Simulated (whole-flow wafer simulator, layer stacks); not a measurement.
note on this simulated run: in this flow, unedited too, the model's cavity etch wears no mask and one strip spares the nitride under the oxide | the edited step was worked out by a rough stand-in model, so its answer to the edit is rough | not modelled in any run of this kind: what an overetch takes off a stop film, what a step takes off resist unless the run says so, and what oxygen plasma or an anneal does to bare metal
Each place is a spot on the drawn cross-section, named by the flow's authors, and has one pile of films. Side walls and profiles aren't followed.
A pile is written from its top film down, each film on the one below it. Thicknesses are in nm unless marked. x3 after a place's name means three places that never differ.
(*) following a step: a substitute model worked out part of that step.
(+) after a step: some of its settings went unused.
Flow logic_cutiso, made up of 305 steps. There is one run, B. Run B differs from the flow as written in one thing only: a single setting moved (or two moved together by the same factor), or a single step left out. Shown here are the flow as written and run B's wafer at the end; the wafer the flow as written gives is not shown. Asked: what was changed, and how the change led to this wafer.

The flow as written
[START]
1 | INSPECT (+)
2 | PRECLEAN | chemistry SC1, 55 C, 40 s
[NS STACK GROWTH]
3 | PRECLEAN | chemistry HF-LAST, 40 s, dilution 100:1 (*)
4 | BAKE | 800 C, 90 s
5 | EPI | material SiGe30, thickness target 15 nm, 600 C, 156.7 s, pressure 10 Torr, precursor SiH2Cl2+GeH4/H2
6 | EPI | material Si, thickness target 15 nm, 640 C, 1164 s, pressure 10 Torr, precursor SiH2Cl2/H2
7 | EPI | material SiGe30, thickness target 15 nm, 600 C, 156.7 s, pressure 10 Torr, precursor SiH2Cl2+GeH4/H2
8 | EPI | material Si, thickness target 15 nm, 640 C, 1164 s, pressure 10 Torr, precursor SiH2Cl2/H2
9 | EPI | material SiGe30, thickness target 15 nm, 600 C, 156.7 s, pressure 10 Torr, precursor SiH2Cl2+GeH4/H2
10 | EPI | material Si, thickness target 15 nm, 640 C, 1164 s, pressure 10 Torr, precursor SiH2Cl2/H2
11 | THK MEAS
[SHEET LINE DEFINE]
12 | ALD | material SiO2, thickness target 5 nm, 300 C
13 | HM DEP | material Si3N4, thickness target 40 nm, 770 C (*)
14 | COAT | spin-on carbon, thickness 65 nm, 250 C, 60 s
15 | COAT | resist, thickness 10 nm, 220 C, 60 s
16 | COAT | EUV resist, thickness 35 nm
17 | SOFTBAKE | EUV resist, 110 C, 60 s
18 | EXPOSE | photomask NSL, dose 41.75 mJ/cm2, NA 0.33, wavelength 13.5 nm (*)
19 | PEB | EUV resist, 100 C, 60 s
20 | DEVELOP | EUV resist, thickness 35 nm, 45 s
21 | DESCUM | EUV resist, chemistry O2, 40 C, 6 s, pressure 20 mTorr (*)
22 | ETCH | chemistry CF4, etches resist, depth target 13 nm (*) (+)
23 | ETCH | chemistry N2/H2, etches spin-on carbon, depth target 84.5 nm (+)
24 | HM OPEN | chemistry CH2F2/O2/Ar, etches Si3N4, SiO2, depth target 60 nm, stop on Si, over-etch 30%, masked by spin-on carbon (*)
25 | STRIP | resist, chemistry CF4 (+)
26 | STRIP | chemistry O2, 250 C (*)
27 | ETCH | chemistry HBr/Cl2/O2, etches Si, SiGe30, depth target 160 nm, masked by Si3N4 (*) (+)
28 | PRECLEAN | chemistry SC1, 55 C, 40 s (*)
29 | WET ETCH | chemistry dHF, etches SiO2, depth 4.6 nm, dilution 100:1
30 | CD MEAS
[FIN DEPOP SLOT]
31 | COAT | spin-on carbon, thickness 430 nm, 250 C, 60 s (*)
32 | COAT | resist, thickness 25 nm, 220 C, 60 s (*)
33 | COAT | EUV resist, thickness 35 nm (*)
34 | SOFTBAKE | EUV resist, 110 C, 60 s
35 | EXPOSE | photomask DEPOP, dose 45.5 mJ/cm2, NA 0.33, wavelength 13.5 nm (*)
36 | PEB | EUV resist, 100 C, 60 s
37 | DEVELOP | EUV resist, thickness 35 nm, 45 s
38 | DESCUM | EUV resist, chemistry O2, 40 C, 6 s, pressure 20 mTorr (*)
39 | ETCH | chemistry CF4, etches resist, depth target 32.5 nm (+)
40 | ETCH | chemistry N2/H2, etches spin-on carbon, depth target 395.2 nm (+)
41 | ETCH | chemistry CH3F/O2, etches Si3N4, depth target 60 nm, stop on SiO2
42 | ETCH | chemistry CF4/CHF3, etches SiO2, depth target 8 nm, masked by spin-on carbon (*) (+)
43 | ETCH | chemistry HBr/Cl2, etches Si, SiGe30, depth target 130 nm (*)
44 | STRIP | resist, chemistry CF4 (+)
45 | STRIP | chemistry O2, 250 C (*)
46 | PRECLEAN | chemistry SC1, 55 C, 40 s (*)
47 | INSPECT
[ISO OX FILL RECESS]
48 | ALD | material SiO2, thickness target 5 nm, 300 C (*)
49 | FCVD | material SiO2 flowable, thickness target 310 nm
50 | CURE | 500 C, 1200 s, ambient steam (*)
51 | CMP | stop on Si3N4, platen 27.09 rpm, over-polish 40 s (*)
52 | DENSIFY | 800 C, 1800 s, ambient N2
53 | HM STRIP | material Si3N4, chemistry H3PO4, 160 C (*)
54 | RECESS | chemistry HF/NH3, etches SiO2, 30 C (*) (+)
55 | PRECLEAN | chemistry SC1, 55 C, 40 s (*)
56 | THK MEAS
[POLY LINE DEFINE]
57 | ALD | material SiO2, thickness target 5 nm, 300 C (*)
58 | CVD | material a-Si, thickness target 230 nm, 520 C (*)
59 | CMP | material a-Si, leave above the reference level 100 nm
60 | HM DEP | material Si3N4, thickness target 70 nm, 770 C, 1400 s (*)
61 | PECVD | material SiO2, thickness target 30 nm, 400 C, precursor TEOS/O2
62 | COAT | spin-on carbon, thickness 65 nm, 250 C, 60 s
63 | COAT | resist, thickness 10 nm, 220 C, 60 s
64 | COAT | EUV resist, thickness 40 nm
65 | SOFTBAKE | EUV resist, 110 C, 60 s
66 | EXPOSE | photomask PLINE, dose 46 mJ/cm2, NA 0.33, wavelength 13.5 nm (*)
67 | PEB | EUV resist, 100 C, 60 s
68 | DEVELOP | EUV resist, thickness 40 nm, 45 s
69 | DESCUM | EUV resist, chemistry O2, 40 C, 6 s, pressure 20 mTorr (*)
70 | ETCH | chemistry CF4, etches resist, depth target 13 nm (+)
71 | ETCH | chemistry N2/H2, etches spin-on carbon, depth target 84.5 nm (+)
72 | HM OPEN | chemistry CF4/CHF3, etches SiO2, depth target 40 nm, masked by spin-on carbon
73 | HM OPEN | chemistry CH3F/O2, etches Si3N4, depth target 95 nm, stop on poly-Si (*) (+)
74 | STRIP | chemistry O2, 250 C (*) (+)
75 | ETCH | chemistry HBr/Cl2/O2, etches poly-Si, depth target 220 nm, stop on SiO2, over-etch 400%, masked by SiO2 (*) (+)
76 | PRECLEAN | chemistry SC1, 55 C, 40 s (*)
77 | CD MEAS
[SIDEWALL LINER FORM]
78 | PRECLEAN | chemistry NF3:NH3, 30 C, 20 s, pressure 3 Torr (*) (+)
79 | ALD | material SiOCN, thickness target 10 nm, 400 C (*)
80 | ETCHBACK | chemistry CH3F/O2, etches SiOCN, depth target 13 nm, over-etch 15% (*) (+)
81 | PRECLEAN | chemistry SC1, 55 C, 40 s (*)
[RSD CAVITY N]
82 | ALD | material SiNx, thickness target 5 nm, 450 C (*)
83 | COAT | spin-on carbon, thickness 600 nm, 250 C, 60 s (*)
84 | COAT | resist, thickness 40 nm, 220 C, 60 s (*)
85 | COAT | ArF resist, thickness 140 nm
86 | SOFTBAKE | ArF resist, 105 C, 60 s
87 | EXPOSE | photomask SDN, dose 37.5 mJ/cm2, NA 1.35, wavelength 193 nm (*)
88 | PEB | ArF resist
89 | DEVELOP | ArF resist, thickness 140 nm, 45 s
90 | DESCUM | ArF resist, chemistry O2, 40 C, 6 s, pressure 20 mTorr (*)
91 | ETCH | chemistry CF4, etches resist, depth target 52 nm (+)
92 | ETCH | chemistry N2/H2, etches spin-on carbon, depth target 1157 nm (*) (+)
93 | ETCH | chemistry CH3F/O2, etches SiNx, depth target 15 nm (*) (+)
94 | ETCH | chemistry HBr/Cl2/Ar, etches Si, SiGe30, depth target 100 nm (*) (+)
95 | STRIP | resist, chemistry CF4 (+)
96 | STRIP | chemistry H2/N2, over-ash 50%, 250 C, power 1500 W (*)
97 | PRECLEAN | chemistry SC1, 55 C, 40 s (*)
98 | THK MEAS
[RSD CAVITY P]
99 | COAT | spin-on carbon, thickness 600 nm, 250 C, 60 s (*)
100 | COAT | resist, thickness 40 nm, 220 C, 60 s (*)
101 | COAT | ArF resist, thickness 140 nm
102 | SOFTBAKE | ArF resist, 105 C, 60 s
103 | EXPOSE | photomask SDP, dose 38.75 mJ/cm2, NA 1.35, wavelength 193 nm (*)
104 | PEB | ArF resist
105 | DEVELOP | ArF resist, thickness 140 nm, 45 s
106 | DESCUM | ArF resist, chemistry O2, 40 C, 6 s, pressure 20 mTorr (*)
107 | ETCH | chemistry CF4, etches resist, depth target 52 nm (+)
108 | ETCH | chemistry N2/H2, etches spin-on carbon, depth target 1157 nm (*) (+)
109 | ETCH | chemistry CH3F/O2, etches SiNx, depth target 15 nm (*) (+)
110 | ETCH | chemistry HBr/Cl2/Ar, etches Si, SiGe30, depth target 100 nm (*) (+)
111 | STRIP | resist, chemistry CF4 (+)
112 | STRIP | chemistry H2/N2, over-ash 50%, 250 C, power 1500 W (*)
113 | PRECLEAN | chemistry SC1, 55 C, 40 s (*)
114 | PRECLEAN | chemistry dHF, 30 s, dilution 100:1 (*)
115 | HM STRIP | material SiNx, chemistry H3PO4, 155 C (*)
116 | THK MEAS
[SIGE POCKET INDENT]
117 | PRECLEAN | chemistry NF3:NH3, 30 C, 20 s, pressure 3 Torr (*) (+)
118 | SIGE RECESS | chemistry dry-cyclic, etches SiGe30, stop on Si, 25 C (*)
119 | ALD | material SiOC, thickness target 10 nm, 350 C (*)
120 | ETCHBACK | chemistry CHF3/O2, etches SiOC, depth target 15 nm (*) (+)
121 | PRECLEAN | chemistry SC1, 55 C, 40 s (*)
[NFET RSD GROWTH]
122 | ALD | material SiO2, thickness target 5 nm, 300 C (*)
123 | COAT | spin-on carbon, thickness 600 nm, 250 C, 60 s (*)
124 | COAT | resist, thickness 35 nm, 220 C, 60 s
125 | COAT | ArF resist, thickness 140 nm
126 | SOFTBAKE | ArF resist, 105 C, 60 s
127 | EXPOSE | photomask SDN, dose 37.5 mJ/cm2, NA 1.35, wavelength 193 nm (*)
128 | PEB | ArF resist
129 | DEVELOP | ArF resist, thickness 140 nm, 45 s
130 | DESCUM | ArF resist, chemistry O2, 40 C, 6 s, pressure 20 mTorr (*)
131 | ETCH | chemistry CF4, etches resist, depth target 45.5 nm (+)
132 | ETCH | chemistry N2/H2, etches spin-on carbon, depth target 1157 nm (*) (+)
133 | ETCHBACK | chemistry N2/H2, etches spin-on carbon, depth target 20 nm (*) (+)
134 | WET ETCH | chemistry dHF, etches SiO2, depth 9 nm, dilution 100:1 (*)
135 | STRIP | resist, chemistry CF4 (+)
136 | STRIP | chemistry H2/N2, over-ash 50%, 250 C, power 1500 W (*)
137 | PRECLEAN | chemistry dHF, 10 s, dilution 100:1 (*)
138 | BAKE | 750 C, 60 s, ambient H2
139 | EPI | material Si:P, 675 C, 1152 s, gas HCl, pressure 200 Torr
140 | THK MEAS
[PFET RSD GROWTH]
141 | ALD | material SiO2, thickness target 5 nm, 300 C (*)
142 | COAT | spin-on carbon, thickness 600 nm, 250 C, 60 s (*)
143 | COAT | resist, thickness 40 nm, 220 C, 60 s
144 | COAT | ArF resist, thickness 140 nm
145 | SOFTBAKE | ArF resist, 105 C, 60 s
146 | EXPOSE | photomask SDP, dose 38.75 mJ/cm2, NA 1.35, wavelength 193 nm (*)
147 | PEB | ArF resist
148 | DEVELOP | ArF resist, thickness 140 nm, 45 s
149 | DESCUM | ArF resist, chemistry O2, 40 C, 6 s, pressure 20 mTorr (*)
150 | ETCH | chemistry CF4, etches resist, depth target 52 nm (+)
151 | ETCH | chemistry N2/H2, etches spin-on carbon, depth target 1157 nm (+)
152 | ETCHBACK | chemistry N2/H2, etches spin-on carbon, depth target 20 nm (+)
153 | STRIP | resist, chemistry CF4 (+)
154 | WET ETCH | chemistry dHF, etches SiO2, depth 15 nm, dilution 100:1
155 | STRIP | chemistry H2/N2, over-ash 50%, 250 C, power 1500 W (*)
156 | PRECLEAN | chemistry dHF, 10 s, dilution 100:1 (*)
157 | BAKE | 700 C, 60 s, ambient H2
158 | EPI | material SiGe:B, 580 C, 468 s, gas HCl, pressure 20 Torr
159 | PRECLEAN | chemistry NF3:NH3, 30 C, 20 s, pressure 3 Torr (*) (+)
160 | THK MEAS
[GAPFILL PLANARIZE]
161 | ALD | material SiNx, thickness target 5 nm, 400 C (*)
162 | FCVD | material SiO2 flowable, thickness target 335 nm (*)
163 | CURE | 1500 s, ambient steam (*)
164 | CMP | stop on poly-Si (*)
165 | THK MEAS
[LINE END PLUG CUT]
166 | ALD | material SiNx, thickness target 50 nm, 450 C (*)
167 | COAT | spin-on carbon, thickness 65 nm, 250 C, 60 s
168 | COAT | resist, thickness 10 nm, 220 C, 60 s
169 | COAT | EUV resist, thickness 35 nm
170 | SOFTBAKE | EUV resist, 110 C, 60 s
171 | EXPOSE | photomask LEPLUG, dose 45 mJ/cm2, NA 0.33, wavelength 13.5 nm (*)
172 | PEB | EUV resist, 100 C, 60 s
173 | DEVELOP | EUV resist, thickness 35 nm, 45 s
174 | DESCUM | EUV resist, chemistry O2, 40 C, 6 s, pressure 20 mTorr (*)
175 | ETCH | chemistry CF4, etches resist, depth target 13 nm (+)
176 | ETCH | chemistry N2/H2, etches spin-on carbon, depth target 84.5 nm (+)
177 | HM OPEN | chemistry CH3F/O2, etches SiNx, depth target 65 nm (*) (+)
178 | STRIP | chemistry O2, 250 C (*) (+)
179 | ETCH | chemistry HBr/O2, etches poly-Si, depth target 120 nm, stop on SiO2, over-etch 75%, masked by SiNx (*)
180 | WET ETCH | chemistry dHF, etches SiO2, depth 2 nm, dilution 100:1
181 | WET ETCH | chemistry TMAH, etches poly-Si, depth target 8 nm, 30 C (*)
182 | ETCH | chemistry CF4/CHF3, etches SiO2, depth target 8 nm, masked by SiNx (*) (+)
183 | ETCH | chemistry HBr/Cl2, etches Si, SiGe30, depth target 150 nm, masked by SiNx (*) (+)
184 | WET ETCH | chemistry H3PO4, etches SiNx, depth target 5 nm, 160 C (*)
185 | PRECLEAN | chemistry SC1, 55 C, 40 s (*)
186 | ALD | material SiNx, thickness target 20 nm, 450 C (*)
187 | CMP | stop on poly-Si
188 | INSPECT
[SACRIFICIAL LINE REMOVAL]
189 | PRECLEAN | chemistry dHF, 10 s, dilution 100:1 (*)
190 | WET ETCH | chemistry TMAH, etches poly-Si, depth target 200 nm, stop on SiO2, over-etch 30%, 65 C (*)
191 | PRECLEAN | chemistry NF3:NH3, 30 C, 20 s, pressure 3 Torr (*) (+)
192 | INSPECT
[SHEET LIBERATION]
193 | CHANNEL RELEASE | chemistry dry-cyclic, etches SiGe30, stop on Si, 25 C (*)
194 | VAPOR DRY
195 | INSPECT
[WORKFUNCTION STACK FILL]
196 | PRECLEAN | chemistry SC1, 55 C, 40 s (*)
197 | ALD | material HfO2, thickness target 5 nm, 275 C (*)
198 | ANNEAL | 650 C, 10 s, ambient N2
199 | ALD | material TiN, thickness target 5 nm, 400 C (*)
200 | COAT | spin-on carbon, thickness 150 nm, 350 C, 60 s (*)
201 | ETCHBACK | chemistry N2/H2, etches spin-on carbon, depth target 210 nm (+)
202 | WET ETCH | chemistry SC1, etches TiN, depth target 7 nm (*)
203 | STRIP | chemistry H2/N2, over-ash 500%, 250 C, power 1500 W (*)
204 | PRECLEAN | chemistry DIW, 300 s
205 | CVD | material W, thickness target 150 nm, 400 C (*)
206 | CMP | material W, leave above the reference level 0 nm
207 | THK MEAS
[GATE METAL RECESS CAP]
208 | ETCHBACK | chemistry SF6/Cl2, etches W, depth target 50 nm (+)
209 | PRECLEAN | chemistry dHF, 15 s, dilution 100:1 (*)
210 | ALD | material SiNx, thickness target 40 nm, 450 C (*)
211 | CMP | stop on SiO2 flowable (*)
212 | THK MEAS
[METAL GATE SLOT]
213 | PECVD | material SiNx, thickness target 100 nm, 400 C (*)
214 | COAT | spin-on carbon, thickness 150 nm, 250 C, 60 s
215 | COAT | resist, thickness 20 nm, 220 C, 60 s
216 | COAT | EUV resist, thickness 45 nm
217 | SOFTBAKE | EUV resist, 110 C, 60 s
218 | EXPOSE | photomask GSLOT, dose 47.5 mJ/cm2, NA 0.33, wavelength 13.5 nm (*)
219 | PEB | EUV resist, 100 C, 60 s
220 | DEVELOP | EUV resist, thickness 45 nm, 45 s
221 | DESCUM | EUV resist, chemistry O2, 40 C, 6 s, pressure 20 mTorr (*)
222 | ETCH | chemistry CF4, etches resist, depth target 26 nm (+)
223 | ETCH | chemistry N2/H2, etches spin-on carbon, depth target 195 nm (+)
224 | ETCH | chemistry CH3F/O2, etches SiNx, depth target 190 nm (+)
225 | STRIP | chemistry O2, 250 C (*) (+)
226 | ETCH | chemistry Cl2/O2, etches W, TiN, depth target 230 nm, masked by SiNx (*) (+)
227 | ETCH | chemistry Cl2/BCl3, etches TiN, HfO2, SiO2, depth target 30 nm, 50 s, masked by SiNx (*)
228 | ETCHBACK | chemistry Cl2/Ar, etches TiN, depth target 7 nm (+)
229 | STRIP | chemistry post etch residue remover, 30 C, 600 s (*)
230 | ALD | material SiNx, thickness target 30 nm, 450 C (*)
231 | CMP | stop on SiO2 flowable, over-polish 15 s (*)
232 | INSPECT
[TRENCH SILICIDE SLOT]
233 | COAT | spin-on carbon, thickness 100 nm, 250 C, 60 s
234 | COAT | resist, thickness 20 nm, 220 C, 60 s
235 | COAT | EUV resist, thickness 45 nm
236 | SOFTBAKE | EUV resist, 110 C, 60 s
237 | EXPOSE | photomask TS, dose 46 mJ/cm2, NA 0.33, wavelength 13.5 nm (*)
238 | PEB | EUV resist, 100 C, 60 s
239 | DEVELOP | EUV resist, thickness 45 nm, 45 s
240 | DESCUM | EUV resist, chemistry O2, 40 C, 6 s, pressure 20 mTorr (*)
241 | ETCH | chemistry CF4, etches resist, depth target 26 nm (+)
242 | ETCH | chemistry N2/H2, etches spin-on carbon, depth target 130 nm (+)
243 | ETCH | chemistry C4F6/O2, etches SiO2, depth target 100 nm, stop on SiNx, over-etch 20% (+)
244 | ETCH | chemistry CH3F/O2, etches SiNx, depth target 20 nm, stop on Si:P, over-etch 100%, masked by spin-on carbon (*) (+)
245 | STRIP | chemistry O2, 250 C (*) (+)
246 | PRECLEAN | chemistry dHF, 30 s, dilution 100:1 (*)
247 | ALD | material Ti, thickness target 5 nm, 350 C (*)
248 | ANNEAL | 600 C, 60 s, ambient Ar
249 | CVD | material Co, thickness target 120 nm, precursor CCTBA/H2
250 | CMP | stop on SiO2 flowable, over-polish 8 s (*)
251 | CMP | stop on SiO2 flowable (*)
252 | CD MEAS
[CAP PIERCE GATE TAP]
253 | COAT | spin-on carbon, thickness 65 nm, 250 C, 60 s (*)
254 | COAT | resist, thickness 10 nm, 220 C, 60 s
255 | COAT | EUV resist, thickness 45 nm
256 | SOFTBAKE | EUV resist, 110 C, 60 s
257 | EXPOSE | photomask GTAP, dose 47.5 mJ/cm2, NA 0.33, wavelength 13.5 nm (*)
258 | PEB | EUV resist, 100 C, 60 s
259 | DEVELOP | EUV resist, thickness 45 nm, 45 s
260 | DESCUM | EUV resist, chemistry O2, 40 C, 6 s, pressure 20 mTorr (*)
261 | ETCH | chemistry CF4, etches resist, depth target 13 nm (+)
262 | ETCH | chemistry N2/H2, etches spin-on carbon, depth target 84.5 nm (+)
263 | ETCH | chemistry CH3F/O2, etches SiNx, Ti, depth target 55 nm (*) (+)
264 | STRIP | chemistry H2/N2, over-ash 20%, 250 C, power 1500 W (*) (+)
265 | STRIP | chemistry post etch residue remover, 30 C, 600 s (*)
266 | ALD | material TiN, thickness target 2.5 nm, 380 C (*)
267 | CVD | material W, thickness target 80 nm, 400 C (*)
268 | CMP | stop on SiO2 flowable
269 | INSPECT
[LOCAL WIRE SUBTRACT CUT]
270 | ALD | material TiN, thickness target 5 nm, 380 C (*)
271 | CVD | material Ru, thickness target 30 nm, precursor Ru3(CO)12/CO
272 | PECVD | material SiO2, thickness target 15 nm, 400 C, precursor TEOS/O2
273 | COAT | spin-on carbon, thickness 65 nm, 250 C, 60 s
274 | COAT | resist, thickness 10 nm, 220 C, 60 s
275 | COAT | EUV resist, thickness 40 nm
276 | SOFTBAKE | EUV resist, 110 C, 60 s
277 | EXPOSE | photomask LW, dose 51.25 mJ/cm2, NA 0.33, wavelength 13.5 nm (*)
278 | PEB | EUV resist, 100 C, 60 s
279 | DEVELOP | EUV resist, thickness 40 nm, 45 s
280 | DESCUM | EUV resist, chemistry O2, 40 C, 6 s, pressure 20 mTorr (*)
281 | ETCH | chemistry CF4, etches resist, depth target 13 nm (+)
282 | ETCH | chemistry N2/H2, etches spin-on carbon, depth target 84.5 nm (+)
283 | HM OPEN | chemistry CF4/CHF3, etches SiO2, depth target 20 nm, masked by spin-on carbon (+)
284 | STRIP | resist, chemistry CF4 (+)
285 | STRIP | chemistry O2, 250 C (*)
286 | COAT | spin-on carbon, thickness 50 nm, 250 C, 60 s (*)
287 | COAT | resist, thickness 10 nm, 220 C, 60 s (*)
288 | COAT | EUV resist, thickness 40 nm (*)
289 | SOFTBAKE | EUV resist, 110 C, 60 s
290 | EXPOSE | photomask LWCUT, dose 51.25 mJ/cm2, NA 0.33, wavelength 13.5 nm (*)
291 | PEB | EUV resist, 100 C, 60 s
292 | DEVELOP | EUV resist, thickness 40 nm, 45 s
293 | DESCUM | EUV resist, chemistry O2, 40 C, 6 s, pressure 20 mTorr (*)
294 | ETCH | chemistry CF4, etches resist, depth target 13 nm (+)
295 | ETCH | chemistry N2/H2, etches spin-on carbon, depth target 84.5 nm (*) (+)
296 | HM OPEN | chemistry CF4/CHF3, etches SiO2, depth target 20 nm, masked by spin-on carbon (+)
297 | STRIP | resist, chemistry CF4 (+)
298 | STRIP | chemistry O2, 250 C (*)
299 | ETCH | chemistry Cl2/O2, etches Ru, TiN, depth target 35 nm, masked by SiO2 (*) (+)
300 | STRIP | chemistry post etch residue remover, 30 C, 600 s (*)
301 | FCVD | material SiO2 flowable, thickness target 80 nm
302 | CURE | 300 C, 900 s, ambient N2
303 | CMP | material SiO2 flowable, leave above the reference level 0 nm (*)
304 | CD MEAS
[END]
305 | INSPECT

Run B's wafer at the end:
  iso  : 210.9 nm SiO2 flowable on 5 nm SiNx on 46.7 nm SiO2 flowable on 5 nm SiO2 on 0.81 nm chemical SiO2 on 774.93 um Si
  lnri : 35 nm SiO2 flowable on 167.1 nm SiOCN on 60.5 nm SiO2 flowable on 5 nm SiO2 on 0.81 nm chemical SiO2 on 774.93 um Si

What caused this: step 120, ETCHBACK: depth target 20.2 nm was run, though the flow has depth target 15 nm.

How this came from the change, step by step:
  120 | ETCHBACK | chemistry CHF3/O2, etches SiOC, depth target 15 nm (*) (+)
      depop, dpovl, gfld, gxf, isow, ns, nsgap, plug: SiOC loses 10 (all of it), SiO2 loses 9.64 (all of it), Si3N4 loses 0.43 (it would be, as written: SiOC loses 10 (all of it), SiO2 loses 5)
      gxn: SiOC loses 11 (all of it), SiO2 loses 4.21 (all of it), Si3N4 loses 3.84 (it would be, as written: SiOC loses 11 (all of it), SiO2 loses 4.21 (all of it))
      (and at 9 other places as well)
  122 | ALD | material SiO2, thickness target 5 nm, 300 C (*)
      depop, dpovl, gfld, gxf, isow, ns, nsgap, plug: SiO2 gains 5 (new film) (it would be, as written: SiO2 gains 5)
      gxn: SiO2 gains 5.78 (new film) (it would be, as written: SiO2 gains 6.76 (new film))
      (and at 1 other place as well)
  132 | ETCH | chemistry N2/H2, etches spin-on carbon, depth target 1157 nm (*) (+)
      gxn: spin-on carbon loses 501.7 (all of it), SiO2 loses 5.78 (all of it), Si3N4 loses 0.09 (it would be, as written: spin-on carbon loses 499.4 (all of it), SiO2 loses 6.06)
  133 | ETCHBACK | chemistry N2/H2, etches spin-on carbon, depth target 20 nm (*) (+)
      gxn: Si3N4 loses 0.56 (it would be, as written: SiO2 loses 0.7 (all of it), Si3N4 loses 0.21)
  141 | ALD | material SiO2, thickness target 5 nm, 300 C (*)
      gxn: SiO2 gains 11.9 (new film) (it would be, as written: SiO2 gains 10.1 (new film))
      gxp: SiO2 gains 5.82 (it would be, as written: SiO2 gains 5)
  159 | PRECLEAN | chemistry NF3:NH3, 30 C, 20 s, pressure 3 Torr (*) (+)
      depop, dpovl, gfld, gxf, isow, ns, nsgap, plug: SiO2 loses 6.96 (all of it), Si3N4 loses 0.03 (it would be, as written: SiO2 loses 7.43)
  164 | CMP | stop on poly-Si (*)
      depop, dpovl, isow, ns, nsgap: SiO2 flowable loses 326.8 (all of it), SiNx loses 5 (all of it), Si3N4 loses 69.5 (all of it) (it would be, as written: SiO2 flowable loses 326.8 (all of it), SiNx loses 5 (all of it), SiO2 loses 4.13 (all of it), Si3N4 loses 70 (all of it))
      gfld, gxf: SiO2 flowable loses 254.2 (all of it), SiNx loses 5 (all of it), Si3N4 loses 69.5 (all of it) (it would be, as written: SiO2 flowable loses 251.9 (all of it), SiNx loses 5 (all of it), SiO2 loses 4.13 (all of it), Si3N4 loses 70 (all of it))
      (and at 10 other places as well)
